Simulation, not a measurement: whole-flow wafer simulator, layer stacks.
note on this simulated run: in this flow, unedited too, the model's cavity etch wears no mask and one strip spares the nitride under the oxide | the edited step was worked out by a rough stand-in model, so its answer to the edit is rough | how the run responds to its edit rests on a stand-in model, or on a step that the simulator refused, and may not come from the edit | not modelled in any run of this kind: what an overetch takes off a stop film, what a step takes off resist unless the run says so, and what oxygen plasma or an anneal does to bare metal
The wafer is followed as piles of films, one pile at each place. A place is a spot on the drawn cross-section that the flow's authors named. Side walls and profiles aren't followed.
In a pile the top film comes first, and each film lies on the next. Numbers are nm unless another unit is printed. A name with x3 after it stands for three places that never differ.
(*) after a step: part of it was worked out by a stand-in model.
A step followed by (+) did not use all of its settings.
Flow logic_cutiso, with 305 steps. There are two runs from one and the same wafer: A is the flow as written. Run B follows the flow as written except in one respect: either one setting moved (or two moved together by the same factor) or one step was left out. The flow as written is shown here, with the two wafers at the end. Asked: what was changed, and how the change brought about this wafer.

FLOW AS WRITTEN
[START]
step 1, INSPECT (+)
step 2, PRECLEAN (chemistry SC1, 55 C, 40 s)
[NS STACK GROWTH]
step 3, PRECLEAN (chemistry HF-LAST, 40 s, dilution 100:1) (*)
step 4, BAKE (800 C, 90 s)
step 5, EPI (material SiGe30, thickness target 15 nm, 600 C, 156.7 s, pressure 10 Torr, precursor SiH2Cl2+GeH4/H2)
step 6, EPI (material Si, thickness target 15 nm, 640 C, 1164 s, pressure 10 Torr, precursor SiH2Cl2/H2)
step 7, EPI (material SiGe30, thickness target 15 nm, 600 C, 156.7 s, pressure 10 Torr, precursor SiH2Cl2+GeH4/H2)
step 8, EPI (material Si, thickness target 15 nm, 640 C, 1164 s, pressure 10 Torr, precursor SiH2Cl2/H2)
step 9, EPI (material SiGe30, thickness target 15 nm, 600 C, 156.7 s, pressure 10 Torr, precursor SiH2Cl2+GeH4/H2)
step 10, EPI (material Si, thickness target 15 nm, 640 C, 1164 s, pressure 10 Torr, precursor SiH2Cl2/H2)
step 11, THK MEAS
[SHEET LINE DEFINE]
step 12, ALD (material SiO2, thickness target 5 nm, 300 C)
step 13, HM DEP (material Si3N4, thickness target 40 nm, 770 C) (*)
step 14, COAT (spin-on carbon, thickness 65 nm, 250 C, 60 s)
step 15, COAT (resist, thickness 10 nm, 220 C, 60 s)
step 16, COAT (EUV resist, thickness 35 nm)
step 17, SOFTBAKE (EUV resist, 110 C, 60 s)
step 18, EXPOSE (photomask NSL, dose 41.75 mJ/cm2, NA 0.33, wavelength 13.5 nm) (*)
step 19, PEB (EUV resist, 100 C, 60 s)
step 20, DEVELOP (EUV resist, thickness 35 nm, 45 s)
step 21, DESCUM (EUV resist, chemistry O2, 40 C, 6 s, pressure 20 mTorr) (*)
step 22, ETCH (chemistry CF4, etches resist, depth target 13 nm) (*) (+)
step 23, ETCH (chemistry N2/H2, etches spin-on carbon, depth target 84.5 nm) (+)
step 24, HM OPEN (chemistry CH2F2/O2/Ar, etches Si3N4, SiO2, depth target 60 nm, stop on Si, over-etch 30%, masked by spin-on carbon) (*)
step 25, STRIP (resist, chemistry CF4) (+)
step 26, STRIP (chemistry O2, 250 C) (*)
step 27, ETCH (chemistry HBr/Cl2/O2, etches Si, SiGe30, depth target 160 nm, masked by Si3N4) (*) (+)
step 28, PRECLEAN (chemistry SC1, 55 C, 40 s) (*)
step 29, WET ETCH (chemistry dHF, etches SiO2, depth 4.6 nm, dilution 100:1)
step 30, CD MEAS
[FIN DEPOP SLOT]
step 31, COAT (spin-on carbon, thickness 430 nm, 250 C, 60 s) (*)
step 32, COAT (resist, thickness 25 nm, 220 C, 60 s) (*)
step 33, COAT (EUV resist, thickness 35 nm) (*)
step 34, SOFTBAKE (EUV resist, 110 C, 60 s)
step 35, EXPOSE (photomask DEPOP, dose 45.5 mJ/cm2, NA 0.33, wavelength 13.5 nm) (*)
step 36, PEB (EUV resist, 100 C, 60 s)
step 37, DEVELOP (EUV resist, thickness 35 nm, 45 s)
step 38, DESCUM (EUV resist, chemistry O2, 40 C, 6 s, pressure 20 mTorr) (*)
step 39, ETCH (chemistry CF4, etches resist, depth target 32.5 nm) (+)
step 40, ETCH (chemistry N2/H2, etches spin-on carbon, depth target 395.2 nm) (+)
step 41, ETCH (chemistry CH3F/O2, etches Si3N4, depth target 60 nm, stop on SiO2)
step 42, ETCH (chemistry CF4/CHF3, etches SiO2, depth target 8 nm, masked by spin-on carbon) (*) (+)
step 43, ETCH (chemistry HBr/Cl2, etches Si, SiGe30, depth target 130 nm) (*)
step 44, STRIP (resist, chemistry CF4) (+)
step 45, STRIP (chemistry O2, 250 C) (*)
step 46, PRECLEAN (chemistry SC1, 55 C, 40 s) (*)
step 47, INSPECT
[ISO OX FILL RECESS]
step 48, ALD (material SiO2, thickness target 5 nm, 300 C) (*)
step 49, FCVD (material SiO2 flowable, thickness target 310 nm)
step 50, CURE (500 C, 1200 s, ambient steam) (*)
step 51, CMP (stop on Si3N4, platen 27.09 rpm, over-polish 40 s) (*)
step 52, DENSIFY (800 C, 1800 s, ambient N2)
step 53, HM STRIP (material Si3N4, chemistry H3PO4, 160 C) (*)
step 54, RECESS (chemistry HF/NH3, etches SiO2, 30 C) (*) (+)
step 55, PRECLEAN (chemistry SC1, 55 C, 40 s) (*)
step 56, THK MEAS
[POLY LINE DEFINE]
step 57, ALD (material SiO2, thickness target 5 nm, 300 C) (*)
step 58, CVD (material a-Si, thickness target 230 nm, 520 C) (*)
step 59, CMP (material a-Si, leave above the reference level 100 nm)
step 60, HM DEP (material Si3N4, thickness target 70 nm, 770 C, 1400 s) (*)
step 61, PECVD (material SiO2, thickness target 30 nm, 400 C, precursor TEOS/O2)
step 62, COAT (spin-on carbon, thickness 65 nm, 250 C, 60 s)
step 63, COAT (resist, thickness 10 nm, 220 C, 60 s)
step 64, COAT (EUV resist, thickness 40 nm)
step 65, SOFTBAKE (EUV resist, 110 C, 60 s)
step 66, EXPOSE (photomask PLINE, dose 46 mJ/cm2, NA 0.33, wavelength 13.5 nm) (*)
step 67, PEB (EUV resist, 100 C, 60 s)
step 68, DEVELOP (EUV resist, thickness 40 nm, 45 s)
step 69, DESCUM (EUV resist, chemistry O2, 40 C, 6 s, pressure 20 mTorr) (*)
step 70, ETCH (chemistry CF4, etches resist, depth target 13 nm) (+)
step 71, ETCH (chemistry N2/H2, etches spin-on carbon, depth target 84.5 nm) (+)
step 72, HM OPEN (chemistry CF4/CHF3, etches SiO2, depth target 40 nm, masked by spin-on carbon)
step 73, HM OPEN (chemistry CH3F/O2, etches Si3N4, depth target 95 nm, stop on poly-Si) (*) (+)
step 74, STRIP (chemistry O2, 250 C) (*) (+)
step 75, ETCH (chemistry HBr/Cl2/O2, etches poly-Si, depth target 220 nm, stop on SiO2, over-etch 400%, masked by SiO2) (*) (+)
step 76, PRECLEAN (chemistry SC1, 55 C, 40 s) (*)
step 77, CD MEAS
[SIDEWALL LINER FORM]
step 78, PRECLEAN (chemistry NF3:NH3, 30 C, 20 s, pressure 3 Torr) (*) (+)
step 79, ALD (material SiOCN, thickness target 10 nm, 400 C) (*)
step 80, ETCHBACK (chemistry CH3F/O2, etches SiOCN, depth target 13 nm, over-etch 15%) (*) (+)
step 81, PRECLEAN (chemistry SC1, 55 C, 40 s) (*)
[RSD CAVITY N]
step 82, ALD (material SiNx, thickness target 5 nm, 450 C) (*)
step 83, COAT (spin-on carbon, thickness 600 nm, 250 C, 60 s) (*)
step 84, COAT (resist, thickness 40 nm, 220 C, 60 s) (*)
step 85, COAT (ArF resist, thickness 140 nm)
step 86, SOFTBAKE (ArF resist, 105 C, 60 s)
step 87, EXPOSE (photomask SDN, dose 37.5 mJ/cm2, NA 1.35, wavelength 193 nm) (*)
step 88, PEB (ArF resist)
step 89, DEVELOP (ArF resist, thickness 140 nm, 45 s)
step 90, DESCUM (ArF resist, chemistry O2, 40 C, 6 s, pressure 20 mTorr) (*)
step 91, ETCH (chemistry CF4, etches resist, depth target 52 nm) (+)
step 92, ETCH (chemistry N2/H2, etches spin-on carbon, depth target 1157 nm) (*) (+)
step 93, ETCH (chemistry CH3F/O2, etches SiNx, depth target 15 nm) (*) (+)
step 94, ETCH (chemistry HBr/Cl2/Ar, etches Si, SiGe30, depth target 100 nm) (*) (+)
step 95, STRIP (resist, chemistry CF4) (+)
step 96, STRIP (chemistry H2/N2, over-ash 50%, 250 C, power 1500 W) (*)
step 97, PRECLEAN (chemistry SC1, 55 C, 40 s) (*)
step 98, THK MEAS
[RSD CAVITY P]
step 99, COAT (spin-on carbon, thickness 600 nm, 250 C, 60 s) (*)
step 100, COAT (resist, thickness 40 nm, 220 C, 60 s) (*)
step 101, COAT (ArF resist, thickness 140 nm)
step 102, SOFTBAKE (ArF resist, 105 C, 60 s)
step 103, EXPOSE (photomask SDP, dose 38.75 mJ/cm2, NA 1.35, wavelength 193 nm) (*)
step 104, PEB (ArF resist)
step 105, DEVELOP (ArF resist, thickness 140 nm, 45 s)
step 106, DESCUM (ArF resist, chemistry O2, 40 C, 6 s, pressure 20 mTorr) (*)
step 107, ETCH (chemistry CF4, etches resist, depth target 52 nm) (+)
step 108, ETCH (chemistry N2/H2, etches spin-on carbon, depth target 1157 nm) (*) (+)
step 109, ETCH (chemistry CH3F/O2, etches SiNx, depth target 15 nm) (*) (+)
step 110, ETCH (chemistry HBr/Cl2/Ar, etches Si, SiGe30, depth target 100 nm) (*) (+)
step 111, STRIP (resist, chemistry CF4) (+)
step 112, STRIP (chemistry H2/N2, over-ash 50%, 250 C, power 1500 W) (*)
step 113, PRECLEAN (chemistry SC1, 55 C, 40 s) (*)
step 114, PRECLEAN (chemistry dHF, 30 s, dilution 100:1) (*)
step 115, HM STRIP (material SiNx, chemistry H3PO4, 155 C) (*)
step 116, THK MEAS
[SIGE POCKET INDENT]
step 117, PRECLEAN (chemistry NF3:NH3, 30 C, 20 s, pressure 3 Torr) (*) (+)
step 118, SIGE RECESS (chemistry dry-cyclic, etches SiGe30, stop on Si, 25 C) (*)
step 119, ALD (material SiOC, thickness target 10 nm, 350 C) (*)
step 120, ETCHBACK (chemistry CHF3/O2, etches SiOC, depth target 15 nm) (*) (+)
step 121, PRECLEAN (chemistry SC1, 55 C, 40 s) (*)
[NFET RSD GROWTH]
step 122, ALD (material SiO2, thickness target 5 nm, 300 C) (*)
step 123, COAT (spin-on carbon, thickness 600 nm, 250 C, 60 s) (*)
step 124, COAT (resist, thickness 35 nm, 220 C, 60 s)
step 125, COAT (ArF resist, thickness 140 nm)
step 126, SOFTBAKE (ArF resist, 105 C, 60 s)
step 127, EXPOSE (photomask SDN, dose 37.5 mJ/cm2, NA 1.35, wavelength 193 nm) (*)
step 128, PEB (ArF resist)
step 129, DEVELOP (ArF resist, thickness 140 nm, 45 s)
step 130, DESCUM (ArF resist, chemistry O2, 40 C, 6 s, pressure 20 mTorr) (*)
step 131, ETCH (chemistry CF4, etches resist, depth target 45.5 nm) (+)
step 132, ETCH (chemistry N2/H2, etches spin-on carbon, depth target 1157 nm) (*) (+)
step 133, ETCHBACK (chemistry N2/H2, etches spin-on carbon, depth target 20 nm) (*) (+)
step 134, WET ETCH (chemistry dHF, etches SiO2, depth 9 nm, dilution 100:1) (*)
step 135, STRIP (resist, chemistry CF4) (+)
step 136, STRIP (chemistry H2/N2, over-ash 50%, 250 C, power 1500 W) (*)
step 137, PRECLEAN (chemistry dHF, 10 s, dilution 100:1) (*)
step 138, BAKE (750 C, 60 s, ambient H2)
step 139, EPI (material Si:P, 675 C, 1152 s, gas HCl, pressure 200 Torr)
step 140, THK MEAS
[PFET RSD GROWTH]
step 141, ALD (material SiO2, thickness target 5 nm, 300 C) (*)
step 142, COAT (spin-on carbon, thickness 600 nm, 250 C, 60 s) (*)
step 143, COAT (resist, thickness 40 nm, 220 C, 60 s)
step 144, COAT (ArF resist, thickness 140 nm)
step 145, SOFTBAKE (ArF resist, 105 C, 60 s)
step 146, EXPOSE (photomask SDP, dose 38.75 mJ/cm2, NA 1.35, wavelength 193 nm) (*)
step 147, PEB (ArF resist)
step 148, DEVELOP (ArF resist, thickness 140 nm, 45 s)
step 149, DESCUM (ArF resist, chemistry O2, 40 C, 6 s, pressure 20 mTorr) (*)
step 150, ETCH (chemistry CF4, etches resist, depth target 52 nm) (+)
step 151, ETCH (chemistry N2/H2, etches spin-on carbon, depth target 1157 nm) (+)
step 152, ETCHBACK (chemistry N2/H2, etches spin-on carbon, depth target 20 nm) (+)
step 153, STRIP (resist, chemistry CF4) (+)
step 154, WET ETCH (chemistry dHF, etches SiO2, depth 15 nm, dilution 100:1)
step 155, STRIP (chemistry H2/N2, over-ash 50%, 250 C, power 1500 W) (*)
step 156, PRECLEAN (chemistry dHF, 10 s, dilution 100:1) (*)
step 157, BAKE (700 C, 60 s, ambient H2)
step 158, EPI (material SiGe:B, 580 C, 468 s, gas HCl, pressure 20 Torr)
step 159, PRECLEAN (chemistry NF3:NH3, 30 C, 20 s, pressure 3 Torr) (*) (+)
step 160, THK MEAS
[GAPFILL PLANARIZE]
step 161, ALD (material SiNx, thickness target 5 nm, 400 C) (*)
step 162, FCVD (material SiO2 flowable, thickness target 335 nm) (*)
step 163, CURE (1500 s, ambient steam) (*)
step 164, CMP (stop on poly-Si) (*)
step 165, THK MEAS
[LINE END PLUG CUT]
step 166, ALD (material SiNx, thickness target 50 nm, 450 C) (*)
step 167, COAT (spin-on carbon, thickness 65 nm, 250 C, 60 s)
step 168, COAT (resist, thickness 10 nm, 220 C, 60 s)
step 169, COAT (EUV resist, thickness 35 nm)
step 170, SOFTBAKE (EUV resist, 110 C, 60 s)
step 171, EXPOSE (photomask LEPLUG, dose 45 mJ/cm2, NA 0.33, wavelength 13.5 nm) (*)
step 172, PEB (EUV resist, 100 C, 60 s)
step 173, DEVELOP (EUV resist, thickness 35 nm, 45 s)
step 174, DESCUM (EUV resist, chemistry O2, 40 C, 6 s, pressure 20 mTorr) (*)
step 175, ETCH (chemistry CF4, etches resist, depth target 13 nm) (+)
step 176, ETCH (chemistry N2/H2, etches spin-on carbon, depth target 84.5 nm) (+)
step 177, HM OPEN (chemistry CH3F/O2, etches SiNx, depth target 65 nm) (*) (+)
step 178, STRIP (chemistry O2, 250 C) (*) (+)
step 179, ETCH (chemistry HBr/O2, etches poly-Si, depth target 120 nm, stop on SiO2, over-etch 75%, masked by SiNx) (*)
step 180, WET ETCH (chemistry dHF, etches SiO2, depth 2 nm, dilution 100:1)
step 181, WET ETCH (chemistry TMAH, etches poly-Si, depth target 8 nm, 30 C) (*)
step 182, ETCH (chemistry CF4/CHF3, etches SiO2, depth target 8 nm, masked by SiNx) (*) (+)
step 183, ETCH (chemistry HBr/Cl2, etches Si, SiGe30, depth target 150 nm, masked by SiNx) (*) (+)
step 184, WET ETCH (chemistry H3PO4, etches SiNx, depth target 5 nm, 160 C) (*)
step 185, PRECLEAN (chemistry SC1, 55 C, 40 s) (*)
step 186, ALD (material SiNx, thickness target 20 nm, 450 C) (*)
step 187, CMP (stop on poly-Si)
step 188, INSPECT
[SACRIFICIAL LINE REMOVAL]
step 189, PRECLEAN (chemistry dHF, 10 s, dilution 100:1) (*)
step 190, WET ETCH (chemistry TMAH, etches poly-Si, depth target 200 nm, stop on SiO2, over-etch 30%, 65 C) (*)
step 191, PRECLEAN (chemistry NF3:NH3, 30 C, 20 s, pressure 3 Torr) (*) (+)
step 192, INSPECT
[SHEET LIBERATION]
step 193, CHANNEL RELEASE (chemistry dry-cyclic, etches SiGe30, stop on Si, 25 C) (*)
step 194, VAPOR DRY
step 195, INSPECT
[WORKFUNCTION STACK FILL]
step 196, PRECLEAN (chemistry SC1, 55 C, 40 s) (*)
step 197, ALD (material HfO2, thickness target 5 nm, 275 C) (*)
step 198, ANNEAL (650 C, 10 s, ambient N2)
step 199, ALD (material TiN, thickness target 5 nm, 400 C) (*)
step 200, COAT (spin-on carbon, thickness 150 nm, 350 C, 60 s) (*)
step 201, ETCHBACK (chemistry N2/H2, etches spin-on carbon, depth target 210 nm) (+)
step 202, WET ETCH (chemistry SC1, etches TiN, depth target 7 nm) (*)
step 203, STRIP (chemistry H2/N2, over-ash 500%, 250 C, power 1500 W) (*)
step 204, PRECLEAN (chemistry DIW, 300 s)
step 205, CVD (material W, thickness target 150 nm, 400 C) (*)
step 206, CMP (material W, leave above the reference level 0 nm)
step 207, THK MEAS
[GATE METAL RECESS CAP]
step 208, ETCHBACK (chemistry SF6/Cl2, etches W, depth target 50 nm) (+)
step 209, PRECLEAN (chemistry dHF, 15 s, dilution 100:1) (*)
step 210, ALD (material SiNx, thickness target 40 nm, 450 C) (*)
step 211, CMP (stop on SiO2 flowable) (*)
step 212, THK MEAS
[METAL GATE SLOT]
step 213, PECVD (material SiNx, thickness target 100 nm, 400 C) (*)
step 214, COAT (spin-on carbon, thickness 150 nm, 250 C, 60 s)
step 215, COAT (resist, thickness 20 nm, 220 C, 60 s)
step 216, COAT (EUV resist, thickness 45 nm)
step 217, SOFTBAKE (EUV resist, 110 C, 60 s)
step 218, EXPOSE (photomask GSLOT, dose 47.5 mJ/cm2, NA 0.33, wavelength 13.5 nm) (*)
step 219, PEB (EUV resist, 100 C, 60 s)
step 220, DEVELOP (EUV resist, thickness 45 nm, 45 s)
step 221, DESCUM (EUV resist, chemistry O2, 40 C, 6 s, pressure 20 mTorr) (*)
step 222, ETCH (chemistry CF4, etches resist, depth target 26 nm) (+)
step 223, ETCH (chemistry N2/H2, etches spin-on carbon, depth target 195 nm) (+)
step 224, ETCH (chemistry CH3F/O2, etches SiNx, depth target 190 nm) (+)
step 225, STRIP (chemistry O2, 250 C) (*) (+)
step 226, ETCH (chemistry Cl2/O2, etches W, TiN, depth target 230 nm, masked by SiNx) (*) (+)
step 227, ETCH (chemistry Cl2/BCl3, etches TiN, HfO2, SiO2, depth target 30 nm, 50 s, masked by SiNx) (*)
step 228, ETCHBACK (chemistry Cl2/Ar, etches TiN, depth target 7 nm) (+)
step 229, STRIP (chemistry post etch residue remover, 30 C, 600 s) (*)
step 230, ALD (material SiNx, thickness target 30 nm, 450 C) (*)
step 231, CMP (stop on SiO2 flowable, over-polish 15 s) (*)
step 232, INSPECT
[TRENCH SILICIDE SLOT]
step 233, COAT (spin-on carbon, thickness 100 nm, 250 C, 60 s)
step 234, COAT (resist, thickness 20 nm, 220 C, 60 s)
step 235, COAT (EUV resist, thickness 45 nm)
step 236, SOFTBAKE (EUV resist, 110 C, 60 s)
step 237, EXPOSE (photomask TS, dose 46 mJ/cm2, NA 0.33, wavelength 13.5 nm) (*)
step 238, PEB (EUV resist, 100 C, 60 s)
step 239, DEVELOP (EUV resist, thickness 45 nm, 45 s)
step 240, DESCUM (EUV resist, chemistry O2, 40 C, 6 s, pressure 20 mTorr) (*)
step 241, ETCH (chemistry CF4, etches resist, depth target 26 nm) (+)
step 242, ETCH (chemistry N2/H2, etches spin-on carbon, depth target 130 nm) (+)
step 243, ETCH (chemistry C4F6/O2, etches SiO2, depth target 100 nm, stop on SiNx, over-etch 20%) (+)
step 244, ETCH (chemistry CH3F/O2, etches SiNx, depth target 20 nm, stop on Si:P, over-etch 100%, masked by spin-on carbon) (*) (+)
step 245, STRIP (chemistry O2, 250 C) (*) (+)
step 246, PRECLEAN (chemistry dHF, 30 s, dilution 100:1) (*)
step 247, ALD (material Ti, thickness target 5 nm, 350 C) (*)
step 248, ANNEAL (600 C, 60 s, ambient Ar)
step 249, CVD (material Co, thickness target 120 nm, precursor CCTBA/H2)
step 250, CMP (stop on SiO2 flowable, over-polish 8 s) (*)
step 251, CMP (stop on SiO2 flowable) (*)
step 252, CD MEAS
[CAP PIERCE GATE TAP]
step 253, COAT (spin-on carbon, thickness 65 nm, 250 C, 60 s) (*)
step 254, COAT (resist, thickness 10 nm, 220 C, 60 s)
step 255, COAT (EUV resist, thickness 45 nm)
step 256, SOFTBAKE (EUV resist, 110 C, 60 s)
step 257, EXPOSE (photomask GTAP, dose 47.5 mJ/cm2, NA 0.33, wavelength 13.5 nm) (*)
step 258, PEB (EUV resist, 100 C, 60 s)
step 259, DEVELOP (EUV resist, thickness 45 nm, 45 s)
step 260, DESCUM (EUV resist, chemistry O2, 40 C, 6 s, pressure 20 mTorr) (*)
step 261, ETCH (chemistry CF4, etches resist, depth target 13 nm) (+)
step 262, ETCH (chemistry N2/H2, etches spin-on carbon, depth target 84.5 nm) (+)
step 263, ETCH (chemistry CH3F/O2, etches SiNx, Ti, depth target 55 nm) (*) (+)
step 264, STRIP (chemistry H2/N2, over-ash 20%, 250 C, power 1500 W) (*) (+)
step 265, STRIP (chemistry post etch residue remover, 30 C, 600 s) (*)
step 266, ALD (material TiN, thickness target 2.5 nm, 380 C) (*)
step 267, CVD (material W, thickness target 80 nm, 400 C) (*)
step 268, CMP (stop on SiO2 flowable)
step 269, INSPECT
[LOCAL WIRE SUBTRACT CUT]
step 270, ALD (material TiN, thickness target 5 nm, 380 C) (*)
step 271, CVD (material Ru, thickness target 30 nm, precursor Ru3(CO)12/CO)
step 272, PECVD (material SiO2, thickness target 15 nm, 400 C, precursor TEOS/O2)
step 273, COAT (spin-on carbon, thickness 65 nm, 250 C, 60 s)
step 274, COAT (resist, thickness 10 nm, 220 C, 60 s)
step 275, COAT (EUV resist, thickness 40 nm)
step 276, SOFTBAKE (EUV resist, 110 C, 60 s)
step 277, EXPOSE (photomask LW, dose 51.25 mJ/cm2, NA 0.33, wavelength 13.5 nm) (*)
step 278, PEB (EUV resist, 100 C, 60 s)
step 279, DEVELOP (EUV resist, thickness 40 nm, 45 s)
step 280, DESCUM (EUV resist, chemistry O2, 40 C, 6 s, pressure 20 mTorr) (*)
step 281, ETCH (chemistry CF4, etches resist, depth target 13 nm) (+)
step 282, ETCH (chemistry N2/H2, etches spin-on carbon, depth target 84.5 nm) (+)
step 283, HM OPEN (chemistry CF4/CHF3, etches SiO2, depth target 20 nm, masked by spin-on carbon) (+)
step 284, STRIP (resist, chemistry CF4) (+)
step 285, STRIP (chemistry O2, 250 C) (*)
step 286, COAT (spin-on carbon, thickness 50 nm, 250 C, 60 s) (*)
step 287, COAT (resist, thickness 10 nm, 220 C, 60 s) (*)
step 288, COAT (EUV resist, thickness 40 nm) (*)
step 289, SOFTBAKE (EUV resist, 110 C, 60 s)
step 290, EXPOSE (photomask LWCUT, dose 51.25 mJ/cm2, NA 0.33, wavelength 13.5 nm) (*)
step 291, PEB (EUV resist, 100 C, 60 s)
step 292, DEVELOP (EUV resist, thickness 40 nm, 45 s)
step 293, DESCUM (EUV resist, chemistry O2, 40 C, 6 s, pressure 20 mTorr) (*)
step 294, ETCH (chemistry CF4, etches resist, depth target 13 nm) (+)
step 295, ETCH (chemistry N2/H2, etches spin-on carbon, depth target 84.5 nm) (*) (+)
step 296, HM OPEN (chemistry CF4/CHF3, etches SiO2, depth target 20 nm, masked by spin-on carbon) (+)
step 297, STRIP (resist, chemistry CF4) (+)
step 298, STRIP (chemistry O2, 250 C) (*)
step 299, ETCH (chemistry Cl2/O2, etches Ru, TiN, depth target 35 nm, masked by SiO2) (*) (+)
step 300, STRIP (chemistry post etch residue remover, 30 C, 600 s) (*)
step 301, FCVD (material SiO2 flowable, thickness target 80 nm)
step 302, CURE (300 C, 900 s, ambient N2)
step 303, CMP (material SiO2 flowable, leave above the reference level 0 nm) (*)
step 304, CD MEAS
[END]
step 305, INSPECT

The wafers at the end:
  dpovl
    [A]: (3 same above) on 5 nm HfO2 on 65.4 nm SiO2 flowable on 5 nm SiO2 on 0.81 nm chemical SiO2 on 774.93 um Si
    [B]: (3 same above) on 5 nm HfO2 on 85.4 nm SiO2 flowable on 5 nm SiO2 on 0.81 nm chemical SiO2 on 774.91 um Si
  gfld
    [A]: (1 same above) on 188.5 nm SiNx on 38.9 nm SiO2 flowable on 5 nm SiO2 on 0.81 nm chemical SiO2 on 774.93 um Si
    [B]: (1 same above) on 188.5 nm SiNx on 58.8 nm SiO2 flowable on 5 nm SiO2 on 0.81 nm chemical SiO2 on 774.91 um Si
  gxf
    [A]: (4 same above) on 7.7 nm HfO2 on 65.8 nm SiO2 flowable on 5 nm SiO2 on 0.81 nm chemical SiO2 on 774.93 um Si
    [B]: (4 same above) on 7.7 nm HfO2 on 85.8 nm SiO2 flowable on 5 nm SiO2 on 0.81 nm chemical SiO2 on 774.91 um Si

The reason: step 27, ETCH: depth target 180 nm was run, while the flow as written has depth target 160 nm.

Step by step, how the change led to this:
  step 27, ETCH (chemistry HBr/Cl2/O2, etches Si, SiGe30, depth target 160 nm, masked by Si3N4) (*) (+)
      depop, gl, glp and 12 more: A Si3N4 loses 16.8 | B Si3N4 loses 18.6
      gfld, gxf, iso, lnri: A chemical SiO2 loses 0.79 (all of it), Si loses 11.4 (all of it), SiGe30 loses 15 (all of it), Si loses 15 (all of it), SiGe30 loses 15 (all of it), Si loses 15 (all of it), SiGe30 loses 15 (all of it), Si loses 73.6 | B chemical SiO2 loses 0.79 (all of it), Si loses 11.4 (all of it), SiGe30 loses 15 (all of it), Si loses 15 (all of it), SiGe30 loses 15 (all of it), Si loses 15 (all of it), SiGe30 loses 15 (all of it), Si loses 93.6
      (as well as at 3 more places)
  step 31, COAT (spin-on carbon, thickness 430 nm, 250 C, 60 s) (*)
      depop, ns: A spin-on carbon gains 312 (new film) | B spin-on carbon gains 300.8 (new film)
      gfld: A spin-on carbon gains 570.2 (new film) | B spin-on carbon gains 583.4 (new film)
      (as well as at 3 more places)
  step 40, ETCH (chemistry N2/H2, etches spin-on carbon, depth target 395.2 nm) (+)
      depop: A spin-on carbon loses 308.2 (all of it), Si3N4 loses 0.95 | B spin-on carbon loses 297 (all of it), Si3N4 loses 1.07
  step 41, ETCH (chemistry CH3F/O2, etches Si3N4, depth target 60 nm, stop on SiO2)
      depop: A Si3N4 loses 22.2 (all of it), SiO2 loses 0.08 | B Si3N4 loses 20.3 (all of it), SiO2 loses 0.08
      dpovl: A spin-on carbon loses 11.1 | B spin-on carbon loses 10.1
  step 42, ETCH (chemistry CF4/CHF3, etches SiO2, depth target 8 nm, masked by spin-on carbon) (*) (+)
      gxf: A resist loses 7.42 (all of it) | B resist loses 7.38
      gxn: A resist loses 7.31 (all of it) | B resist loses 7.38
      (as well as at 3 more places)
  step 43, ETCH (chemistry HBr/Cl2, etches Si, SiGe30, depth target 130 nm) (*)
      gxf: A spin-on carbon loses 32 | B resist loses 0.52 (all of it), spin-on carbon loses 31.3
      iso: A spin-on carbon loses 32 | B resist loses 0.77 (all of it), spin-on carbon loses 30.9
      (as well as at 2 more places)
  step 45, STRIP (chemistry O2, 250 C) (*)
      gfld, lnri: A chemical SiO2 gains 0.82 (new film), spin-on carbon loses 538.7 (all of it), Si loses 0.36 | B chemical SiO2 gains 0.82 (new film), spin-on carbon loses 552.7 (all of it), Si loses 0.36
      dpovl: A chemical SiO2 gains 0.82 (new film), spin-on carbon loses 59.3 (all of it), Si loses 0.36 | B chemical SiO2 gains 0.82 (new film), spin-on carbon loses 67.2 (all of it), Si loses 0.36
      (as well as at 3 more places)
  step 49, FCVD (material SiO2 flowable, thickness target 310 nm)
      gfld, gxf, iso, lnri: A SiO2 flowable gains 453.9 (new film) | B SiO2 flowable gains 467.5 (new film)
      dpovl, nsgap: A SiO2 flowable gains 392.6 (new film) | B SiO2 flowable gains 402.3 (new film)
      (as well as at 3 more places)
  step 51, CMP (stop on Si3N4, platen 27.09 rpm, over-polish 40 s) (*)
      dpovl, isow: A SiO2 flowable loses 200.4 | B SiO2 flowable loses 192
      depop: A SiO2 flowable loses 200.5 | B SiO2 flowable loses 192.1
      (as well as at 2 more places)
  step 53, HM STRIP (material Si3N4, chemistry H3PO4, 160 C) (*)
      gl, glp, gxn and 11 more: A Si3N4 loses 21.4 (all of it), SiO2 loses 0.36 | B Si3N4 loses 19.6 (all of it), SiO2 loses 0.33
